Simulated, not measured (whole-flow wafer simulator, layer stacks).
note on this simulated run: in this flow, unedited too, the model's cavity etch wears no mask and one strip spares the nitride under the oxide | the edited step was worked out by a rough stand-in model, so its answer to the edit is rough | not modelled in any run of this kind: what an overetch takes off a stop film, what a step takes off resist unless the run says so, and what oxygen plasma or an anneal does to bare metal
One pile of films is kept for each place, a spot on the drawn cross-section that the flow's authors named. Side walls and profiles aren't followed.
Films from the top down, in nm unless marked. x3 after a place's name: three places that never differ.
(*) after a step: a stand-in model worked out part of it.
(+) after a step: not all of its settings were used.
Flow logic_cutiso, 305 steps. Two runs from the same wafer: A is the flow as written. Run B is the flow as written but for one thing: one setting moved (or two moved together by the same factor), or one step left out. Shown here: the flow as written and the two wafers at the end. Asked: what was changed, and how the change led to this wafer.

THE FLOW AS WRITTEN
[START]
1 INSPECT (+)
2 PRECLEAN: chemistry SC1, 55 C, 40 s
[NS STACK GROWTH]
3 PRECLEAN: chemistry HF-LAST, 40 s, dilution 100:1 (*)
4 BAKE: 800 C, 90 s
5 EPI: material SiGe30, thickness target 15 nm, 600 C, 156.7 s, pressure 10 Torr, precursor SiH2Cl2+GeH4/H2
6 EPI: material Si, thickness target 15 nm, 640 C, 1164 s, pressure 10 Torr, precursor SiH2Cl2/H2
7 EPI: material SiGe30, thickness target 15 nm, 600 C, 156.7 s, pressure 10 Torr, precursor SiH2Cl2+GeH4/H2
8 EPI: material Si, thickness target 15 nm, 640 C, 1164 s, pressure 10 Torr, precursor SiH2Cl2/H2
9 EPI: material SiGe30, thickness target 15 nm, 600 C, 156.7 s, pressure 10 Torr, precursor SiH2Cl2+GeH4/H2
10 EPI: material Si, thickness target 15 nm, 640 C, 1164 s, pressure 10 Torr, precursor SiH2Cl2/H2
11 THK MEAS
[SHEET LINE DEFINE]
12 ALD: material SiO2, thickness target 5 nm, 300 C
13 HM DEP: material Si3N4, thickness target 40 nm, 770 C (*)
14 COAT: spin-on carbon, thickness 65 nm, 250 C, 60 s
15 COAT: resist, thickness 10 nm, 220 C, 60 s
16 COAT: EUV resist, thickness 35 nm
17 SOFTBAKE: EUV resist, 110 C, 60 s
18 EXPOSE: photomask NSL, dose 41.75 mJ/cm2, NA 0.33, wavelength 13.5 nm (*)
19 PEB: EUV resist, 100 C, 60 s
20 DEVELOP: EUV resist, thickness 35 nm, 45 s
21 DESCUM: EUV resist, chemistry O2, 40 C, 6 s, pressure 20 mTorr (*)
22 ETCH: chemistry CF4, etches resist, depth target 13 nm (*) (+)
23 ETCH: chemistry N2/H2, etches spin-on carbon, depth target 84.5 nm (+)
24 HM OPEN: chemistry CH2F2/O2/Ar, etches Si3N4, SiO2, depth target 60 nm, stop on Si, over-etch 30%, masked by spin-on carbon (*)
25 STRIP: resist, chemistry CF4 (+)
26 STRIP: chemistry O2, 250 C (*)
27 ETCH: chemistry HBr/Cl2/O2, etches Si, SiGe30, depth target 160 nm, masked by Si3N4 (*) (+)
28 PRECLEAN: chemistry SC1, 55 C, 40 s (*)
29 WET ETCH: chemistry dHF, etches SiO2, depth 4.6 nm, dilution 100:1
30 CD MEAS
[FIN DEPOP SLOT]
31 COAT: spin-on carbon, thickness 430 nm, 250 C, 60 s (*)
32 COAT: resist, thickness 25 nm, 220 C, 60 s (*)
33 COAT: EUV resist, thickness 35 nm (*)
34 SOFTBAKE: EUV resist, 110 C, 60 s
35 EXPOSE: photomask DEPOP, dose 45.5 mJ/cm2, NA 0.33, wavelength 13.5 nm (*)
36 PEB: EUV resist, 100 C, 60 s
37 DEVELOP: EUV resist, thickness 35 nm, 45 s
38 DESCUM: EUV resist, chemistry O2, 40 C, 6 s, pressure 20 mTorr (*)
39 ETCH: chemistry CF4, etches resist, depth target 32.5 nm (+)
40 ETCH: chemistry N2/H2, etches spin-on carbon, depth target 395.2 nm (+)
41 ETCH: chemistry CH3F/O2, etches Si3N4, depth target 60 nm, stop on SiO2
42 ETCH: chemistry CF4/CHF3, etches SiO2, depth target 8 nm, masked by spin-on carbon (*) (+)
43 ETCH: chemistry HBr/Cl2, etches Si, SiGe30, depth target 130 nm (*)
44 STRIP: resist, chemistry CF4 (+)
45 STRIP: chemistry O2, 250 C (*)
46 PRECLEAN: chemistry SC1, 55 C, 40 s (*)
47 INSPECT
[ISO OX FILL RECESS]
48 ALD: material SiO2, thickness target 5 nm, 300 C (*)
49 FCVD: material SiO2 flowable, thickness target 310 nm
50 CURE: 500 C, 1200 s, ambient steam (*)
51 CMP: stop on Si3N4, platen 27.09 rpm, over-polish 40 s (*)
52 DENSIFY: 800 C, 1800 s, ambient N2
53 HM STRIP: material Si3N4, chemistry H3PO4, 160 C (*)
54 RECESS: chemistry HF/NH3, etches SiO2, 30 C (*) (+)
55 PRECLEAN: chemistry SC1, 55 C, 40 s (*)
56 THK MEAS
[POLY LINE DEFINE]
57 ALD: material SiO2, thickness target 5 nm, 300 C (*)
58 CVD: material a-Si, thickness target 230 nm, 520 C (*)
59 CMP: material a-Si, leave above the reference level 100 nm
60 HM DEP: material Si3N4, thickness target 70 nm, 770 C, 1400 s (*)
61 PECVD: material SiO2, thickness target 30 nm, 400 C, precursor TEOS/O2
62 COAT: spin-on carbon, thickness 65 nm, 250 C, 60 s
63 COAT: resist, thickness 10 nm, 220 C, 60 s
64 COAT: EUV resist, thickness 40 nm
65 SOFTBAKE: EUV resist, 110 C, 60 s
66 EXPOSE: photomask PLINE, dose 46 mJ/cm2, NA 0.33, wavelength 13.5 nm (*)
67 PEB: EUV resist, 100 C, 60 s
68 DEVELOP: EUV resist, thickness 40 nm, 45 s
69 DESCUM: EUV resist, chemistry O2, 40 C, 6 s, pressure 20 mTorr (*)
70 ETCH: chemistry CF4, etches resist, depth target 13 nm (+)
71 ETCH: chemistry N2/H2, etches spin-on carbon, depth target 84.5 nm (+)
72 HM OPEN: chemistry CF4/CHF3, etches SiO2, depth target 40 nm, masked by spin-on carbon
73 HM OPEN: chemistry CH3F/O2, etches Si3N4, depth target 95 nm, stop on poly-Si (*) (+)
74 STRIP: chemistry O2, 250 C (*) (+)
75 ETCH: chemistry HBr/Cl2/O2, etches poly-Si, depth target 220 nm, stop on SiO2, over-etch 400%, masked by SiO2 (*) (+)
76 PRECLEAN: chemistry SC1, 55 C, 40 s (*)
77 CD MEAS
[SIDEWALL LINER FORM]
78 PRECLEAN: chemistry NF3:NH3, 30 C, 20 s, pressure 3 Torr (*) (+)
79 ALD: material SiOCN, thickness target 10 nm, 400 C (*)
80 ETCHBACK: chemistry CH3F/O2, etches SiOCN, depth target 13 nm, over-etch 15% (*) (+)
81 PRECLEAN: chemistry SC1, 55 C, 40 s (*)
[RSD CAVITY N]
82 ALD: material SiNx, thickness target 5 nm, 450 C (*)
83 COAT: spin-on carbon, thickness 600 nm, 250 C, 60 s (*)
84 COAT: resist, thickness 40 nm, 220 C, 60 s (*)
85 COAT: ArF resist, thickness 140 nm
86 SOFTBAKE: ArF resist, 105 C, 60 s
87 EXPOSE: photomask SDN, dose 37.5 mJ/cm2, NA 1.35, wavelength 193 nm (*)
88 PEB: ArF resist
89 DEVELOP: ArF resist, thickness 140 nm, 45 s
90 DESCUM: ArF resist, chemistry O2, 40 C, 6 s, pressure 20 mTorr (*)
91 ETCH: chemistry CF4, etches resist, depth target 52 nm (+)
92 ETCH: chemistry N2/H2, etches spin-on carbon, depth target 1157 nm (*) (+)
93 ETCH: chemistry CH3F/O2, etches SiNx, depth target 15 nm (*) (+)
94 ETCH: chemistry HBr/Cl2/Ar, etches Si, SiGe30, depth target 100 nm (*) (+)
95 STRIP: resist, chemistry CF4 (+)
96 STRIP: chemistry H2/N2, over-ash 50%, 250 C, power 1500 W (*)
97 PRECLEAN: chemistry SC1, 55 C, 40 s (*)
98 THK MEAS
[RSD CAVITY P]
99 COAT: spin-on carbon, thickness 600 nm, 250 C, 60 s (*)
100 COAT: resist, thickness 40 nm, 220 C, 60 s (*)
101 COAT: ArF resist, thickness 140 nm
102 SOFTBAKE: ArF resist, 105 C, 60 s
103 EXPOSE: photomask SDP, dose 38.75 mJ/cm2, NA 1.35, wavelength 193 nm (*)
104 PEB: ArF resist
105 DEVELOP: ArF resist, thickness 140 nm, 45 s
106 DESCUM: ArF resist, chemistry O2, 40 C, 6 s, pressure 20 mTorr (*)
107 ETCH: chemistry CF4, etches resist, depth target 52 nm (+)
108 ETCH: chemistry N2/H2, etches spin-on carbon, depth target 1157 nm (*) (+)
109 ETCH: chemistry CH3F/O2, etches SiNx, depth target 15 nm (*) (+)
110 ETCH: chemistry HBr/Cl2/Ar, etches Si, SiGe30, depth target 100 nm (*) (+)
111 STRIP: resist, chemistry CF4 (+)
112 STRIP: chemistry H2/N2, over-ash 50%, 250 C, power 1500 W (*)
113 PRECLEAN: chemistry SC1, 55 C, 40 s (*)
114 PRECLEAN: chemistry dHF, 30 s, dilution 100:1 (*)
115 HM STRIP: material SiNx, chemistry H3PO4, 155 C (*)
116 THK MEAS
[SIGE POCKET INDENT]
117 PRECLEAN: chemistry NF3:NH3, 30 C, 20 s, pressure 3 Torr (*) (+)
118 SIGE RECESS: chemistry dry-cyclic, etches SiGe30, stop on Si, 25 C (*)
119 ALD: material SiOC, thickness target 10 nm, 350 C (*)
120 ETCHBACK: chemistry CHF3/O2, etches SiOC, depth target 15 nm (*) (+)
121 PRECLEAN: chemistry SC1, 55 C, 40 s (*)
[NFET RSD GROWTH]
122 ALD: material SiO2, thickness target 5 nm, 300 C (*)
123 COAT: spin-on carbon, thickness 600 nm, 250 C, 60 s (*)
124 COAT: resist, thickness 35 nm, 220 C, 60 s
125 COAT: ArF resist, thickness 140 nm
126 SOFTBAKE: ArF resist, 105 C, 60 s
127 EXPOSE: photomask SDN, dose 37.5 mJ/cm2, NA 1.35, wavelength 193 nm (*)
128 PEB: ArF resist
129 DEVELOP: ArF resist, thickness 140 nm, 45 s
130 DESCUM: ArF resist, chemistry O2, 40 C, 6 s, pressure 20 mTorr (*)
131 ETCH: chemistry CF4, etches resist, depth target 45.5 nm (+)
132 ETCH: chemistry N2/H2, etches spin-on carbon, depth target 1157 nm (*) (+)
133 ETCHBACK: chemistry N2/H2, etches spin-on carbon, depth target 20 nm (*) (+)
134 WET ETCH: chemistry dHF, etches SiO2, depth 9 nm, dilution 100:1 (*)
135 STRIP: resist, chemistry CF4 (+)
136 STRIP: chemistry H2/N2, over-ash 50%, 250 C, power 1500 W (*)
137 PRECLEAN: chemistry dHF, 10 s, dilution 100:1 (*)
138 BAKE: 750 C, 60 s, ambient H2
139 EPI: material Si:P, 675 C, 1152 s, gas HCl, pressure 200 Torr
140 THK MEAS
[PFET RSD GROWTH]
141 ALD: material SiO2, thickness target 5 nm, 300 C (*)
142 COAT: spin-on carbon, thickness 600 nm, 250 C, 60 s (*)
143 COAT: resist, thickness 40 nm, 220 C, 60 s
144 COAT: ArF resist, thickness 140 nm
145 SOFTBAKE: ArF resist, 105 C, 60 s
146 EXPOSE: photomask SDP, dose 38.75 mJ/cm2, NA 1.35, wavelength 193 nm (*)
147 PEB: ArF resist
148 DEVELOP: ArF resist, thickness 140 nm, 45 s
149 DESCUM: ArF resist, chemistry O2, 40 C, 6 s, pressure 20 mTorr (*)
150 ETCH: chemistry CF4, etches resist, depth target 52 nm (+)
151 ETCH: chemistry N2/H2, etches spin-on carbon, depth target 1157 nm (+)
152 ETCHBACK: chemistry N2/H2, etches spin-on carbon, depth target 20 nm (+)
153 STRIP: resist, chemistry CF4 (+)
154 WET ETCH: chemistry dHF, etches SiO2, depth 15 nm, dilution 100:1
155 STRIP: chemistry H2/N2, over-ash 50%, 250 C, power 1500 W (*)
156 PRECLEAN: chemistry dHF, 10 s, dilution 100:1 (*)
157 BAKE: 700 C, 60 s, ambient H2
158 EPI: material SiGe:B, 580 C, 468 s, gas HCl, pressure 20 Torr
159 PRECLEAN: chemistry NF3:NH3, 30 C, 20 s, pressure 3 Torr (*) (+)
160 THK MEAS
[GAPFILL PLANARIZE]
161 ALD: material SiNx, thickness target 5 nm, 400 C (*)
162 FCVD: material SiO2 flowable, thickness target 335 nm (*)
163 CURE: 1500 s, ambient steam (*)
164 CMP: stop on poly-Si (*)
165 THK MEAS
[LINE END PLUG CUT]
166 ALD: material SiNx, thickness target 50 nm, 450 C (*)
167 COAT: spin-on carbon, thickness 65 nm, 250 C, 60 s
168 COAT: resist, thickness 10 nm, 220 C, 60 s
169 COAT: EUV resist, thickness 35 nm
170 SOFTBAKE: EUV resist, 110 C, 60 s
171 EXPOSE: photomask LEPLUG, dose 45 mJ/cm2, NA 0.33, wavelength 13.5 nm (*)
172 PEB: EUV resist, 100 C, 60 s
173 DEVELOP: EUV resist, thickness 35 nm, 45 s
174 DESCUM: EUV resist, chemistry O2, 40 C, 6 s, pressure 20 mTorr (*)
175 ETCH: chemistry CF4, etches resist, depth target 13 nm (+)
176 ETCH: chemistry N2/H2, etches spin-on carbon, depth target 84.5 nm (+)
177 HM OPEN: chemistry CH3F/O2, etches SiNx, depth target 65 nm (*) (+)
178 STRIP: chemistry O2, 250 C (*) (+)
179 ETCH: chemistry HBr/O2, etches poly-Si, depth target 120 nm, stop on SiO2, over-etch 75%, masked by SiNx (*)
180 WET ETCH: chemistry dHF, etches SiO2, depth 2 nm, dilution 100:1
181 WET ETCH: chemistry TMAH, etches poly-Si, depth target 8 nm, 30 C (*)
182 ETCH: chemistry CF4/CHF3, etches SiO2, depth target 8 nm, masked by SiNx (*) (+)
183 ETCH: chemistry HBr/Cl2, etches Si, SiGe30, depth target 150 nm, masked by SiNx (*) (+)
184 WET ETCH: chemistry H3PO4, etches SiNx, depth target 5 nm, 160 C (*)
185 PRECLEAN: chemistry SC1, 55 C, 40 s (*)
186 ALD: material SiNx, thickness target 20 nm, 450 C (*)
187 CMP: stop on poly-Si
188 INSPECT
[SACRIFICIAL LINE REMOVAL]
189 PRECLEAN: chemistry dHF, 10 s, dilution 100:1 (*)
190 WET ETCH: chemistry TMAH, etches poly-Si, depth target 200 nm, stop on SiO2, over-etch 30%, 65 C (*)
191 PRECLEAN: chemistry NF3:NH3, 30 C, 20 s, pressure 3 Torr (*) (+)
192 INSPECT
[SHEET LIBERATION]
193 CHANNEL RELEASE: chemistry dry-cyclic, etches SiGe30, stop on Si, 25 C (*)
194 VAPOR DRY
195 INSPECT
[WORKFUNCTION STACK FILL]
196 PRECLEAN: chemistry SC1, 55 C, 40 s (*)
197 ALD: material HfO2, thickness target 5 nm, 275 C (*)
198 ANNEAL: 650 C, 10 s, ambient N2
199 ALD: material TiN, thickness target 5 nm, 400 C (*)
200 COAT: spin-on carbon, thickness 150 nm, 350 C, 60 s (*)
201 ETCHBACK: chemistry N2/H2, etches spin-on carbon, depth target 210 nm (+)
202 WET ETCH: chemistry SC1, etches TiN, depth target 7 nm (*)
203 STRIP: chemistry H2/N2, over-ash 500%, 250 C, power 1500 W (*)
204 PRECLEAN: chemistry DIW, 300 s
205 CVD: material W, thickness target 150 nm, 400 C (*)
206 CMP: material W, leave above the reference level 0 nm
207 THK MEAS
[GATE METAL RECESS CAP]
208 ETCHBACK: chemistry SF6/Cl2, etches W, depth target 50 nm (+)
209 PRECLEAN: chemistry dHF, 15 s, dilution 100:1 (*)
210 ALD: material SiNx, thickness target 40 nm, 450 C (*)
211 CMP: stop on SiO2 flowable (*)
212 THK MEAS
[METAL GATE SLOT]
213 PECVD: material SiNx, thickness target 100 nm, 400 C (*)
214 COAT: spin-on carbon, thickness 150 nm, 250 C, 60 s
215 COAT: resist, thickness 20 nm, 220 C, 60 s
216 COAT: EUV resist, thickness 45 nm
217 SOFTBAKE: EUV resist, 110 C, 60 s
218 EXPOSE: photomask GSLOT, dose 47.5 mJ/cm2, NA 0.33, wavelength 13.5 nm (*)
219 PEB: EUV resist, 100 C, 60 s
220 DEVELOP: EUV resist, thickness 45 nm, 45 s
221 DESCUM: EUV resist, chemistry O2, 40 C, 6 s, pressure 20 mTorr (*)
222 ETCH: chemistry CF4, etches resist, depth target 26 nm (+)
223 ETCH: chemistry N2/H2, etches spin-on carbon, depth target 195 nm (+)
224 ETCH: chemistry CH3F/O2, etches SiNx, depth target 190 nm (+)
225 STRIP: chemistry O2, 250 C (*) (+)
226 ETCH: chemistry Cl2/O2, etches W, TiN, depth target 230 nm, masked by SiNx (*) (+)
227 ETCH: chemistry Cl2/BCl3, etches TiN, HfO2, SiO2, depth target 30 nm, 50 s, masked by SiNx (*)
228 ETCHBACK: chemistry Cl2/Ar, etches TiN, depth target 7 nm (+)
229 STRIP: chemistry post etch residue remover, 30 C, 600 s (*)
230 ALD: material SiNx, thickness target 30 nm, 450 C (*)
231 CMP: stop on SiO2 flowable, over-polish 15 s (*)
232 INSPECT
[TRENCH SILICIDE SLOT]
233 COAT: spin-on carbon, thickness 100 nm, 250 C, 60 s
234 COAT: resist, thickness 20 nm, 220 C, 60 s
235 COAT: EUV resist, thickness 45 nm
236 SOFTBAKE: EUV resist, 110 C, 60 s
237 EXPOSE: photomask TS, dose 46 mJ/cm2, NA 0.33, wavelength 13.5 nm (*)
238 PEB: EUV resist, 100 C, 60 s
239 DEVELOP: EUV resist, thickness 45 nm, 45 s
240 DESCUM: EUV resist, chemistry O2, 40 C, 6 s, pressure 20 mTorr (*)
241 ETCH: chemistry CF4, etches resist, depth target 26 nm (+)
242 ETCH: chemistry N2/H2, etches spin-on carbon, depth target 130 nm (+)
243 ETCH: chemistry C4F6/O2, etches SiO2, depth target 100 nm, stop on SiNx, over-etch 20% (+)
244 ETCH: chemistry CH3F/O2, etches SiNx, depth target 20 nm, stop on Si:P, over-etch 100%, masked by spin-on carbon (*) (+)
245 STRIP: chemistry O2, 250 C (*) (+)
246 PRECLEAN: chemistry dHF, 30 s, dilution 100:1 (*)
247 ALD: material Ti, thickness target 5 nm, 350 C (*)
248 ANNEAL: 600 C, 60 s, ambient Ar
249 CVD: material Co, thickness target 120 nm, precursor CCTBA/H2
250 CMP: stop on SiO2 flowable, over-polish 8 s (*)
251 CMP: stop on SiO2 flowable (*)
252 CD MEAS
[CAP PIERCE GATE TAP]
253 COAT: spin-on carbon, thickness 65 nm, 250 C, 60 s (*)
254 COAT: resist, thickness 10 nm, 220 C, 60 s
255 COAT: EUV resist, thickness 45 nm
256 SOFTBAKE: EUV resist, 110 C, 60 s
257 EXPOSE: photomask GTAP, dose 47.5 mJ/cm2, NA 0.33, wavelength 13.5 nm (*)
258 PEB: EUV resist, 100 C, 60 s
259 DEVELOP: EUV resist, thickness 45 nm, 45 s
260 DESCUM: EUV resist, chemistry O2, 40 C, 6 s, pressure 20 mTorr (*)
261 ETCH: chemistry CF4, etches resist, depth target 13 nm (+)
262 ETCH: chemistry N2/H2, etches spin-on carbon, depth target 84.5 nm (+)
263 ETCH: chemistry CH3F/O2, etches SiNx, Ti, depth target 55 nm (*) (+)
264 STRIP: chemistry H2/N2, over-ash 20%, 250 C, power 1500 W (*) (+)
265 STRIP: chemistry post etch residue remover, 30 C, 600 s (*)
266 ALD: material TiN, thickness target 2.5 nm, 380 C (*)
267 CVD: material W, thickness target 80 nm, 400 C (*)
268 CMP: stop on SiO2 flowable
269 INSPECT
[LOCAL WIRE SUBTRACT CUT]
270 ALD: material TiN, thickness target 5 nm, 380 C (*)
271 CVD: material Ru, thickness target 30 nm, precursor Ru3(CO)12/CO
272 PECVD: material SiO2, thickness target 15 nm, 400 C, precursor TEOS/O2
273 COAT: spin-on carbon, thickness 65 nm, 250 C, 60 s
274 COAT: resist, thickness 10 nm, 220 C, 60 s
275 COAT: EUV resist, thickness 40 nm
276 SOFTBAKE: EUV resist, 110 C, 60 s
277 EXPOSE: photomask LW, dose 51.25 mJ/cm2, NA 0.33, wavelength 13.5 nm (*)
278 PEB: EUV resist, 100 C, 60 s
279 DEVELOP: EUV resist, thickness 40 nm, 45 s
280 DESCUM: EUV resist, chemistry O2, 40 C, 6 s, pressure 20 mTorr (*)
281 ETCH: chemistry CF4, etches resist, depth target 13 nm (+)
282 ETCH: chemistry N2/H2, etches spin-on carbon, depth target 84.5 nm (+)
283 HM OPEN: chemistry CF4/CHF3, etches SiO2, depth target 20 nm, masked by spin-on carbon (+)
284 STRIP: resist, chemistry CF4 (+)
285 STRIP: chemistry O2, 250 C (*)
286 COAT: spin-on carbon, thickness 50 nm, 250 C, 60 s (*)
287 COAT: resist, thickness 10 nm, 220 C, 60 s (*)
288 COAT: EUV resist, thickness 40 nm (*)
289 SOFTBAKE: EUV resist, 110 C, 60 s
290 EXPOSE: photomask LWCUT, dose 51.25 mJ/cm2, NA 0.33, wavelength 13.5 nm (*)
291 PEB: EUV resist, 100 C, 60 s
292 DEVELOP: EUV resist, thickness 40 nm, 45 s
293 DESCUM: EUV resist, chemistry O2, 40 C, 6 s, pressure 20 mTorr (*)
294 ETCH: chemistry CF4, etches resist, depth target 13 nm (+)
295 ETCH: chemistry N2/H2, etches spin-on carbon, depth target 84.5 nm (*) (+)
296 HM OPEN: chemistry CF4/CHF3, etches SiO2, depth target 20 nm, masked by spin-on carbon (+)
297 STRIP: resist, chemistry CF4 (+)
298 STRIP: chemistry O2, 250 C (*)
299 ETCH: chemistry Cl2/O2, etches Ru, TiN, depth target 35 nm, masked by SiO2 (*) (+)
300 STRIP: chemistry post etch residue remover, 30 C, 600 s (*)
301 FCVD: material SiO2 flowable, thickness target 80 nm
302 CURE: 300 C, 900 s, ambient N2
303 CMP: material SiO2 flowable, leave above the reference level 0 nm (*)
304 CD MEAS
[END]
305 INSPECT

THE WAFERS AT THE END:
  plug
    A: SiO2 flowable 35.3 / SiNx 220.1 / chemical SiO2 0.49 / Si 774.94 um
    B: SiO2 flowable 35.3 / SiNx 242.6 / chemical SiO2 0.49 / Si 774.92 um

The cause: step 183, ETCH: depth target 172.5 nm was run, where the flow has depth target 150 nm.

How the change led to this, step by step:
  183 ETCH: chemistry HBr/Cl2, etches Si, SiGe30, depth target 150 nm, masked by SiNx (*) (+)
      depop, dpovl, gfld and 18 more: A SiNx -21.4 | B SiNx -24.6
      plug: A Si -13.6 (all of it), SiGe30 -15 (all of it), Si -15 (all of it), SiGe30 -15 (all of it), Si -15 (all of it), SiGe30 -15 (all of it), Si -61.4 | B Si -13.6 (all of it), SiGe30 -15 (all of it), Si -15 (all of it), SiGe30 -15 (all of it), Si -15 (all of it), SiGe30 -15 (all of it), Si -83.9
  186 ALD: material SiNx, thickness target 20 nm, 450 C (*)
      plug: A SiNx +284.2 (new film) | B SiNx +303.5 (new film)
  187 CMP: stop on poly-Si
      depop, dpovl, gfld and 18 more: A SiNx -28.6 (all of it) | B SiNx -25.4 (all of it)
      plug: A SiNx -28.6 | B SiNx -25.4
